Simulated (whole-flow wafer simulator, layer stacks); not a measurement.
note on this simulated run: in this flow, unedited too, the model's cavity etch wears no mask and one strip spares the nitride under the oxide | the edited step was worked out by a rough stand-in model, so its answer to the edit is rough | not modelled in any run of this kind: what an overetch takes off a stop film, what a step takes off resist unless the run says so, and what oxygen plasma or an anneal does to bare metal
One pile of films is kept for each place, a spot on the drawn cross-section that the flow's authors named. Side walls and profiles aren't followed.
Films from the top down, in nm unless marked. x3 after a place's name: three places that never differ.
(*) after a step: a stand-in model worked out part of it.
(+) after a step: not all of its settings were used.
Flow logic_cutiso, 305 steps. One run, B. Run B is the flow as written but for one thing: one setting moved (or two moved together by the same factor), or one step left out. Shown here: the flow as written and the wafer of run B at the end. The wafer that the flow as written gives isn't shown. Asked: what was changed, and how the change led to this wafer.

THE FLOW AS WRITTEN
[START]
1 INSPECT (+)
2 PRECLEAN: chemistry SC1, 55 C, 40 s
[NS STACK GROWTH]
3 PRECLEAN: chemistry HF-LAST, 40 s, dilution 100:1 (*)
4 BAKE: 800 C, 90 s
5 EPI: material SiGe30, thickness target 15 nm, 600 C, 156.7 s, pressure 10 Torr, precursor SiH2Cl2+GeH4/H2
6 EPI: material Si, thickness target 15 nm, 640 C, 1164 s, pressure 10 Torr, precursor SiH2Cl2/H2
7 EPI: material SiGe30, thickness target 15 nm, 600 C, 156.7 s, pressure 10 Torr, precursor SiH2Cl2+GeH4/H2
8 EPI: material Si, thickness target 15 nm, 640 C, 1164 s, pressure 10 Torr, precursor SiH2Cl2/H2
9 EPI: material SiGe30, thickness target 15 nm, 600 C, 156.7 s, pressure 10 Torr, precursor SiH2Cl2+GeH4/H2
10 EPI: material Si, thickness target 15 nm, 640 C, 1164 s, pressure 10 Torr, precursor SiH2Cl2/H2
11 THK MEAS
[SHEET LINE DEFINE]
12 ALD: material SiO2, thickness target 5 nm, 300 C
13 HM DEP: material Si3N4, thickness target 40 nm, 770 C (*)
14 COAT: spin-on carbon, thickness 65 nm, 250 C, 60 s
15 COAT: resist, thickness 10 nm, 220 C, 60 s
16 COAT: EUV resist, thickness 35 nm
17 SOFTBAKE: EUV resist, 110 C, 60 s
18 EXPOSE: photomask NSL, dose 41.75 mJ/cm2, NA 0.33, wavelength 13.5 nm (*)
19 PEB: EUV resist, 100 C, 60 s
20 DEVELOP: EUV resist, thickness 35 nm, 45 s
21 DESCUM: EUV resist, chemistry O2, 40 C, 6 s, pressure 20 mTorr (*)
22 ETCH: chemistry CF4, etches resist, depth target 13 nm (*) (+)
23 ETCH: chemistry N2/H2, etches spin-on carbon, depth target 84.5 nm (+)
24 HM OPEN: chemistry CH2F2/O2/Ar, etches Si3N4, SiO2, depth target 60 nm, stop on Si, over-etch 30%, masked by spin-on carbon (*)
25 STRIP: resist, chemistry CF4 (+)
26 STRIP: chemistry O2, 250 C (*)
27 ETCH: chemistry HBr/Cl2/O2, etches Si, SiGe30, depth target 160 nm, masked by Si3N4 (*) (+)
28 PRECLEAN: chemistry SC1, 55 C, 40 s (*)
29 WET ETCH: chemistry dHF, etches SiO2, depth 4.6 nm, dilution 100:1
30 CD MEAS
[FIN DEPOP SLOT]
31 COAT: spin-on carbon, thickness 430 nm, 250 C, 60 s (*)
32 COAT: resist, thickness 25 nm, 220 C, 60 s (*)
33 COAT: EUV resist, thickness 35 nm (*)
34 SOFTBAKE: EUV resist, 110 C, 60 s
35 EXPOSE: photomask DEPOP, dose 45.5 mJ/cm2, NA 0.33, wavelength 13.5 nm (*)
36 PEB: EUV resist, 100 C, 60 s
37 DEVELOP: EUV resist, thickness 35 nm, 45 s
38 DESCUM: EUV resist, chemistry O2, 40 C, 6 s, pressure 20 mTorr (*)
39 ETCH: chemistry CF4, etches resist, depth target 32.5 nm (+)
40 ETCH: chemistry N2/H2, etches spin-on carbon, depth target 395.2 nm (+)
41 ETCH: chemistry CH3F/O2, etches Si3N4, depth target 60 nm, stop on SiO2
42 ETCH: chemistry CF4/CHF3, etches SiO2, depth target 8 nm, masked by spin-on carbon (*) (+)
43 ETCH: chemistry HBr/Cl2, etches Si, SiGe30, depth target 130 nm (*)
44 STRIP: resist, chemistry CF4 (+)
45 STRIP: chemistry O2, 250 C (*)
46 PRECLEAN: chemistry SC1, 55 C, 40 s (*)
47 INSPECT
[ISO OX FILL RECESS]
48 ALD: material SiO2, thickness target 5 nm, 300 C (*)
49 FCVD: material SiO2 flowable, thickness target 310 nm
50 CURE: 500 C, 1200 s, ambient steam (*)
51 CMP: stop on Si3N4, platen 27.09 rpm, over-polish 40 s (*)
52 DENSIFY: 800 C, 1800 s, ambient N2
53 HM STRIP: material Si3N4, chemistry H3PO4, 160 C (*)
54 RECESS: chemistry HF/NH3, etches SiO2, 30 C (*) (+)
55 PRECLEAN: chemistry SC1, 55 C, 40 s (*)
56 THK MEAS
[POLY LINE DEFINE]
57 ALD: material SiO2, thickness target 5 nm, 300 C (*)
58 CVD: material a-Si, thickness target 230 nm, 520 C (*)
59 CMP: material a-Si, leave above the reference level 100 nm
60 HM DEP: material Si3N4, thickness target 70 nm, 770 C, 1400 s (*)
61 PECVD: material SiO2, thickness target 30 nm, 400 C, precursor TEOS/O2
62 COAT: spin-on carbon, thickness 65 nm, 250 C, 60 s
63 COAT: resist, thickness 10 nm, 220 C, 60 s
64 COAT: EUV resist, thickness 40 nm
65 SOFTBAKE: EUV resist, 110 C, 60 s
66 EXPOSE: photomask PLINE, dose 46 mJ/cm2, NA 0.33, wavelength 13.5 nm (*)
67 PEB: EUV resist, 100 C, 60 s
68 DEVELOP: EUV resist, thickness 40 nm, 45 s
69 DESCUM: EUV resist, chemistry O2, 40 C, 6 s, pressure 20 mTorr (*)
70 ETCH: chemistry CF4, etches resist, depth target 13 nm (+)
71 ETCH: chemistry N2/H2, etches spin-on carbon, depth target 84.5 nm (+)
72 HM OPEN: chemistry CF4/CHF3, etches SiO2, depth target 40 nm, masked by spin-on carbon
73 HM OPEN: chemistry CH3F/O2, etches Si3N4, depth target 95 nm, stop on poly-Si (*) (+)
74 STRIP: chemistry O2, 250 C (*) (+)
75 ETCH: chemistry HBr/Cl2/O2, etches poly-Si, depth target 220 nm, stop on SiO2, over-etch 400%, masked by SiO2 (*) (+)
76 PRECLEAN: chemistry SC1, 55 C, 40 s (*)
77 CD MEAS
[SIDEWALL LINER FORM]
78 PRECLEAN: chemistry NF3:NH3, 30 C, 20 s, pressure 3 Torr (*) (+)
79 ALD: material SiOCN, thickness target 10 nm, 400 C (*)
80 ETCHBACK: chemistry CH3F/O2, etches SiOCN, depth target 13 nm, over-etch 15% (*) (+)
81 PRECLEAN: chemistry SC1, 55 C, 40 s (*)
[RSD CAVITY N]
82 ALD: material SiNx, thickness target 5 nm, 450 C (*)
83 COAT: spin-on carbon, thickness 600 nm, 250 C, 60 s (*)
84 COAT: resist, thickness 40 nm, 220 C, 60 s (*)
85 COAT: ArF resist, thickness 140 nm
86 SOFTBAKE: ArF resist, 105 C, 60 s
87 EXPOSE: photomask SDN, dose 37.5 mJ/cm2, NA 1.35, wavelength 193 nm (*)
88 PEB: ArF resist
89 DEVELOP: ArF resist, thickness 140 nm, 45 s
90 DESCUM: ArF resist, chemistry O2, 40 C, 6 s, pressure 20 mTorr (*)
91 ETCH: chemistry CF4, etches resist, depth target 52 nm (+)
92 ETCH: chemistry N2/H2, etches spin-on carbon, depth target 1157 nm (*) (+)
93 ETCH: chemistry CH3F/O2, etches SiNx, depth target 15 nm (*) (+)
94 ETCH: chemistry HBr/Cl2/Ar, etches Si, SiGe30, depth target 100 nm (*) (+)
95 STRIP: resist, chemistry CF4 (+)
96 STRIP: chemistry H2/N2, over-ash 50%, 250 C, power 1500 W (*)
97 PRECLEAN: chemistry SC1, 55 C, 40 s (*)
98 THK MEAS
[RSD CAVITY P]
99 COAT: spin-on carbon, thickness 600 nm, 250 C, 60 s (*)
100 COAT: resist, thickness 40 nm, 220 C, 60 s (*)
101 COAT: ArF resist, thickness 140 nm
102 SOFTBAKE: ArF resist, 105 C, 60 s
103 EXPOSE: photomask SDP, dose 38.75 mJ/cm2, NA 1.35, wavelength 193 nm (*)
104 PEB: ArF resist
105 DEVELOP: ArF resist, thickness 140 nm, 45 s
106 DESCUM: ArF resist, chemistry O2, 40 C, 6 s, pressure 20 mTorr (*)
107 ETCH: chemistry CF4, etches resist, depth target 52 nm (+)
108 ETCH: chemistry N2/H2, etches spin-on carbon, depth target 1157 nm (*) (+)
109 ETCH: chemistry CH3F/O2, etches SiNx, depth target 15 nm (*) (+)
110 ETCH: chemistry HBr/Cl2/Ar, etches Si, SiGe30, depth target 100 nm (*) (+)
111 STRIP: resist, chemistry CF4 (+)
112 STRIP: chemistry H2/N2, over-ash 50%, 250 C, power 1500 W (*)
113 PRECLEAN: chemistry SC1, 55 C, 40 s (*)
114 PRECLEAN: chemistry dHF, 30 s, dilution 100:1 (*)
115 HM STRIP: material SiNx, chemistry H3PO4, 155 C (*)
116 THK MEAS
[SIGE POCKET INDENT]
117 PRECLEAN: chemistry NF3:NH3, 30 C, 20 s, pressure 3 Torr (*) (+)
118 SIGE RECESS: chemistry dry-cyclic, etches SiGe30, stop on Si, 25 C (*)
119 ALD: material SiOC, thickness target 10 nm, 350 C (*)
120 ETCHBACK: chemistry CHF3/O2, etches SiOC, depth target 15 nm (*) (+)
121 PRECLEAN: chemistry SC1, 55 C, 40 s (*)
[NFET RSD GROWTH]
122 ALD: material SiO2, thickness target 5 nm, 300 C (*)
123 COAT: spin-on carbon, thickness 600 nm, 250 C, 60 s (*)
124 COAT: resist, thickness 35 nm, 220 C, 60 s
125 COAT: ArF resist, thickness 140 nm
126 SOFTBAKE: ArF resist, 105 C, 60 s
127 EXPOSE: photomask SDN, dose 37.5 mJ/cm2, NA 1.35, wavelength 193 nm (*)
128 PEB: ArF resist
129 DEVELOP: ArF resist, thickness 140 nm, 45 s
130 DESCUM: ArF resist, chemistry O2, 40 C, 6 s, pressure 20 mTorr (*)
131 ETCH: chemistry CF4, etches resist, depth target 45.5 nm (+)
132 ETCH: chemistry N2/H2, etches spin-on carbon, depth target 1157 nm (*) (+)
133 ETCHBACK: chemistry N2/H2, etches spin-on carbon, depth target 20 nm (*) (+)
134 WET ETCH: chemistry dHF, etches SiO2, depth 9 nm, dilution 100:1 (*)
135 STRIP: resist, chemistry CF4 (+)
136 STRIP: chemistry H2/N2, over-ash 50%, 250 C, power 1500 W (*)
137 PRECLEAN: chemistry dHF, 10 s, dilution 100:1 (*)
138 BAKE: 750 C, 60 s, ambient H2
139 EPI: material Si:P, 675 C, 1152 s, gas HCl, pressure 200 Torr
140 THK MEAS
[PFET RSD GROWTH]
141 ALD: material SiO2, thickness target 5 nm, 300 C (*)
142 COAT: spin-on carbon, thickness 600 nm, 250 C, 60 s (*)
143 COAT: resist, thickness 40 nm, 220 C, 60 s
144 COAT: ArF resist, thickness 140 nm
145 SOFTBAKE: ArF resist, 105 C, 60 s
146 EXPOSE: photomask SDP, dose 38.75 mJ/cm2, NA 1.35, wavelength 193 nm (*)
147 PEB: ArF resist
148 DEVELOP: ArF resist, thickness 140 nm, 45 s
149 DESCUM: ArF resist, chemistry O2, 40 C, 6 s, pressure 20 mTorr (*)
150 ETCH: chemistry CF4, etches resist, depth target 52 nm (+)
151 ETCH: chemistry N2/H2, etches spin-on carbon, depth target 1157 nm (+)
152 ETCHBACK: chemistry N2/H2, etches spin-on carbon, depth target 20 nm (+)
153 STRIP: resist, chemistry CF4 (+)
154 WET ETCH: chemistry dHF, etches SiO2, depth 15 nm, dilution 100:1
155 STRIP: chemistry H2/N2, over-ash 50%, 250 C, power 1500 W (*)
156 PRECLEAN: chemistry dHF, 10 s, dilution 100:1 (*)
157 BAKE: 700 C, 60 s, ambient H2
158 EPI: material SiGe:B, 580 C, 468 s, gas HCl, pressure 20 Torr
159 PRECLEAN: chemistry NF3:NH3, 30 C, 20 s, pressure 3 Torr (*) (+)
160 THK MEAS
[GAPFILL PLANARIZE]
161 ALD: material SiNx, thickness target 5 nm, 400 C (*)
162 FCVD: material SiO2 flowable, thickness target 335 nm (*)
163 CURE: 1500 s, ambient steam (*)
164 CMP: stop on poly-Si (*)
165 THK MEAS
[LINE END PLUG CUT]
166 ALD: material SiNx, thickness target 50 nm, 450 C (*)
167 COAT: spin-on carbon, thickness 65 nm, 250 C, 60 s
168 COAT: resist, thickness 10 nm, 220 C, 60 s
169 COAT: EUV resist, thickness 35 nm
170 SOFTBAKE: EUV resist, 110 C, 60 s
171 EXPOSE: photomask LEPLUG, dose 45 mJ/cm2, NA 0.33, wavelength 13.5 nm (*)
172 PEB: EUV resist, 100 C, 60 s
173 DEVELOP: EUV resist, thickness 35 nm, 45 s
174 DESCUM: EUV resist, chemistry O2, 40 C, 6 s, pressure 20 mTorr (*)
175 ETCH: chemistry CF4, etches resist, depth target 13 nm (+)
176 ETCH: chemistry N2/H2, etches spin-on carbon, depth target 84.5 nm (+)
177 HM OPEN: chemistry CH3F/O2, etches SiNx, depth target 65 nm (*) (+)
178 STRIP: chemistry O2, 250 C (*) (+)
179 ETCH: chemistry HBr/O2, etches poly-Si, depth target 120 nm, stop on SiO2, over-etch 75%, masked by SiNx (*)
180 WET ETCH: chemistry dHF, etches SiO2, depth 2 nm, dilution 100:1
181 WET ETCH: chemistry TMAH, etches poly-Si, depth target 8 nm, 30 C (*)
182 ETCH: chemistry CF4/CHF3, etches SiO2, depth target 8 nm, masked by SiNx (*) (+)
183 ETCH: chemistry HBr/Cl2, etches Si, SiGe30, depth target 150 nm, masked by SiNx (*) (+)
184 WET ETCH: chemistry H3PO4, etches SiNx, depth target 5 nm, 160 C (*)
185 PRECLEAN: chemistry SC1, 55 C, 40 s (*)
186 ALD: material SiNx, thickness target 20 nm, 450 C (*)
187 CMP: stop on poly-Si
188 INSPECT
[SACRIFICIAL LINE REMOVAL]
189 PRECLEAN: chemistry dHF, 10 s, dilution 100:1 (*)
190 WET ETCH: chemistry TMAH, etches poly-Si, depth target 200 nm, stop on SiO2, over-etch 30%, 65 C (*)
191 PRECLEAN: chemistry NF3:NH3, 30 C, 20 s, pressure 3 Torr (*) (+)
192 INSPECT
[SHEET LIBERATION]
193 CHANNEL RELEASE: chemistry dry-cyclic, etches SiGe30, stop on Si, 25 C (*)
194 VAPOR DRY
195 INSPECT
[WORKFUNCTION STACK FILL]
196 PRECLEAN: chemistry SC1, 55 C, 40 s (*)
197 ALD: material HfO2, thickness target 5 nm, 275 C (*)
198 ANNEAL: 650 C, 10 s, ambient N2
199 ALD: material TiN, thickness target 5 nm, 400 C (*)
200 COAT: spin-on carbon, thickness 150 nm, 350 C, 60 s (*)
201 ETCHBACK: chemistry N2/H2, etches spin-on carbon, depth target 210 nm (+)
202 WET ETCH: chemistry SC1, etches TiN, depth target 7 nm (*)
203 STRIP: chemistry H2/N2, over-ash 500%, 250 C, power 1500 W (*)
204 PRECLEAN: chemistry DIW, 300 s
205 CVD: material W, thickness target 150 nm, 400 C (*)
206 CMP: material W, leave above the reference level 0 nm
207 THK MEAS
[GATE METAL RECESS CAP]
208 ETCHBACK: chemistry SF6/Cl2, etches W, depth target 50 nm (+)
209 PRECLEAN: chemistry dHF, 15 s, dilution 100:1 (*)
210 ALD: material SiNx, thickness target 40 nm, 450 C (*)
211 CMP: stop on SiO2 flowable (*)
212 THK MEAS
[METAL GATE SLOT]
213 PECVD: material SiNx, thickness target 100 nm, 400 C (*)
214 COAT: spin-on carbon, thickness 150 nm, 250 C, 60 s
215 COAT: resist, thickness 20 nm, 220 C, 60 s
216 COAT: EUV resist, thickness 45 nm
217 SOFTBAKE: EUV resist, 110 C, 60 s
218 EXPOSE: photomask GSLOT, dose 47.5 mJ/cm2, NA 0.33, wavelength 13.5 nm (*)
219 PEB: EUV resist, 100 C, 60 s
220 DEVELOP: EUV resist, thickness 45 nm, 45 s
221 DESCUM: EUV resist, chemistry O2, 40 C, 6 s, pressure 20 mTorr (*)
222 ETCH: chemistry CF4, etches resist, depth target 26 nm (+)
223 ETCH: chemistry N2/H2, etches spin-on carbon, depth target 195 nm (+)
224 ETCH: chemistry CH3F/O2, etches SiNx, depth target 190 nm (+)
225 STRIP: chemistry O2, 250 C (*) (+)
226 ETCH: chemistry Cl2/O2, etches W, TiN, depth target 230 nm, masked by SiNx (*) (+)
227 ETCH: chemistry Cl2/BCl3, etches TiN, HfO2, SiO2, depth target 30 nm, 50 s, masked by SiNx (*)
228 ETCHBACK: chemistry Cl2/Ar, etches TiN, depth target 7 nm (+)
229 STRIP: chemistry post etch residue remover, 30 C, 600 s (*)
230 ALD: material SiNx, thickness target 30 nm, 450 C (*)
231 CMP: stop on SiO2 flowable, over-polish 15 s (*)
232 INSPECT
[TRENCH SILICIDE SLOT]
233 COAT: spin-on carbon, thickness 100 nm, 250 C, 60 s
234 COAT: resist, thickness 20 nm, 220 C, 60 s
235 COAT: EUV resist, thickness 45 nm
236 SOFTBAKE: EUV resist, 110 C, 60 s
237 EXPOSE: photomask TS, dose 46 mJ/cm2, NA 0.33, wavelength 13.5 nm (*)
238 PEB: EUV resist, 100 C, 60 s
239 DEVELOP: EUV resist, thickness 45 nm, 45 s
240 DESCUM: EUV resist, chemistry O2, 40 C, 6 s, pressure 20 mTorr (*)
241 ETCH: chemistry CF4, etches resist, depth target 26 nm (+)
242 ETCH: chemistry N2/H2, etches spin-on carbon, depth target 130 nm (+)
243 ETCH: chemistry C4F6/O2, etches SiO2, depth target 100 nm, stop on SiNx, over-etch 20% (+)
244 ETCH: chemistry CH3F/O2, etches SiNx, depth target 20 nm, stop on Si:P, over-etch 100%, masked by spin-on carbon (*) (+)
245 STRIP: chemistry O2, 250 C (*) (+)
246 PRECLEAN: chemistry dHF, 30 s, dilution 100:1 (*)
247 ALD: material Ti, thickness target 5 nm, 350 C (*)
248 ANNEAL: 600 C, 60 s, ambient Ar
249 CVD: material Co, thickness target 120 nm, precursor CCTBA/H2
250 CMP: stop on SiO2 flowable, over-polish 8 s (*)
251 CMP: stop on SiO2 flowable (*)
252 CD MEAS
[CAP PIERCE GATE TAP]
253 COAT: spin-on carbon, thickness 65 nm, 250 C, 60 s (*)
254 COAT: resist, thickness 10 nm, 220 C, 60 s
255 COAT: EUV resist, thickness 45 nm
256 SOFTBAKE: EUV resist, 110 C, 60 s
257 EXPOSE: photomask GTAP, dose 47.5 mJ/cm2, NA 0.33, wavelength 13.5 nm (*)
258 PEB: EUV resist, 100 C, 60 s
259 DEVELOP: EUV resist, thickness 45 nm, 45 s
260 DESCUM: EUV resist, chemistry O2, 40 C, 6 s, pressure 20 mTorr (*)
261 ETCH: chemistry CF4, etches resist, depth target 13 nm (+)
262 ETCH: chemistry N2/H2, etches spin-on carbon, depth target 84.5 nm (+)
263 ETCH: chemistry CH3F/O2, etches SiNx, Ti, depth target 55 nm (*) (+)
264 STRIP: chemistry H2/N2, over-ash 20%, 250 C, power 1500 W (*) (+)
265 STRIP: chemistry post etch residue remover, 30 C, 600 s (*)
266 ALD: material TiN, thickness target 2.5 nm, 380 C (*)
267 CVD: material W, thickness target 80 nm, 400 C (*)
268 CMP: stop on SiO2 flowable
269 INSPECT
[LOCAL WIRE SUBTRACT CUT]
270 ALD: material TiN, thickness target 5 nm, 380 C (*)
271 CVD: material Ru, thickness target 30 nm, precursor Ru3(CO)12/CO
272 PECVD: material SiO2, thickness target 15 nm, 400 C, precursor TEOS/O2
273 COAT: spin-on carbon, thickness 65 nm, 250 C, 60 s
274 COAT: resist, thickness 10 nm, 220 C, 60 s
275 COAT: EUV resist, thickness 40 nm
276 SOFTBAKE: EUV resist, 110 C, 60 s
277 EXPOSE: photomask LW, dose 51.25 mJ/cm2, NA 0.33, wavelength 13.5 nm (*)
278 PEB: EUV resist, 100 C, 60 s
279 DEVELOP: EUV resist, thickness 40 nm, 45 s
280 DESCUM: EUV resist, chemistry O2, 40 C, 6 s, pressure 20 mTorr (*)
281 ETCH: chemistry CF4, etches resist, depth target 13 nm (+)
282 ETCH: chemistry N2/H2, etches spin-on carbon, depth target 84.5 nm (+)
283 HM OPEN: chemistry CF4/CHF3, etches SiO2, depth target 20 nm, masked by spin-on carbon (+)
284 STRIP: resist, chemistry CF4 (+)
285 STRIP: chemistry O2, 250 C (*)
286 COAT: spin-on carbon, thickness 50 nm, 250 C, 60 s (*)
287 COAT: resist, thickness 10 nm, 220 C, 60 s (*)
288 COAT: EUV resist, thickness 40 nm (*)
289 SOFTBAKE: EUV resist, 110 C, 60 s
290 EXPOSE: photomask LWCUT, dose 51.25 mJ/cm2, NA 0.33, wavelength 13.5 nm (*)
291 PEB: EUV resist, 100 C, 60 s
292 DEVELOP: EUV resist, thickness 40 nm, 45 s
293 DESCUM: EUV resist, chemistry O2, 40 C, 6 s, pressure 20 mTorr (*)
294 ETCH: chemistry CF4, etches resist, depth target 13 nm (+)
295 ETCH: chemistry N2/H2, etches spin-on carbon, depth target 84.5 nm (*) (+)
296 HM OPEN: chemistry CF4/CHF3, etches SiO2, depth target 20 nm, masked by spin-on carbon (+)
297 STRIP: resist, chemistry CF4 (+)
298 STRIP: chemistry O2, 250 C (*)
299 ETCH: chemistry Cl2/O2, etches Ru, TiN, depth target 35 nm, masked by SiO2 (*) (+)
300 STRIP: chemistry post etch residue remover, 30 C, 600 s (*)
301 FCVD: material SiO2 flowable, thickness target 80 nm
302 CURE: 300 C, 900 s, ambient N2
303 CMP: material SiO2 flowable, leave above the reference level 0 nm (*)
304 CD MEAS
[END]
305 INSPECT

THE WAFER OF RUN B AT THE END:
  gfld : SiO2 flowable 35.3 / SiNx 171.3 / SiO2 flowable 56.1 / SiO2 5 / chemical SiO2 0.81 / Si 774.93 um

The cause: step 227, ETCH: depth target 12.8 nm was run, where the flow has depth target 30 nm; step 227, ETCH: 21.2 s was run, where the flow has 50 s.

How the change led to this, step by step:
  227 ETCH: chemistry Cl2/BCl3, etches TiN, HfO2, SiO2, depth target 30 nm, 50 s, masked by SiNx (*)
      depop, dpovl, gl and 18 more: SiNx -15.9 (as written it would be: SiNx -37.4)
      gfld: HfO2 -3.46 (all of it), SiO2 flowable -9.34 (as written it would be: HfO2 -3.46 (all of it), SiO2 flowable -26.5)
  231 CMP: stop on SiO2 flowable, over-polish 15 s (*)
      depop, dpovl, gfld and 10 more: SiNx -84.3 (as written it would be: SiNx -62.7)
      lnr, lnri, lnrp, lnrt: SiNx -82.5 (all of it), SiOCN -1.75 (as written it would be: SiNx -61 (all of it), SiOCN -1.75)
      (and at 5 more places)
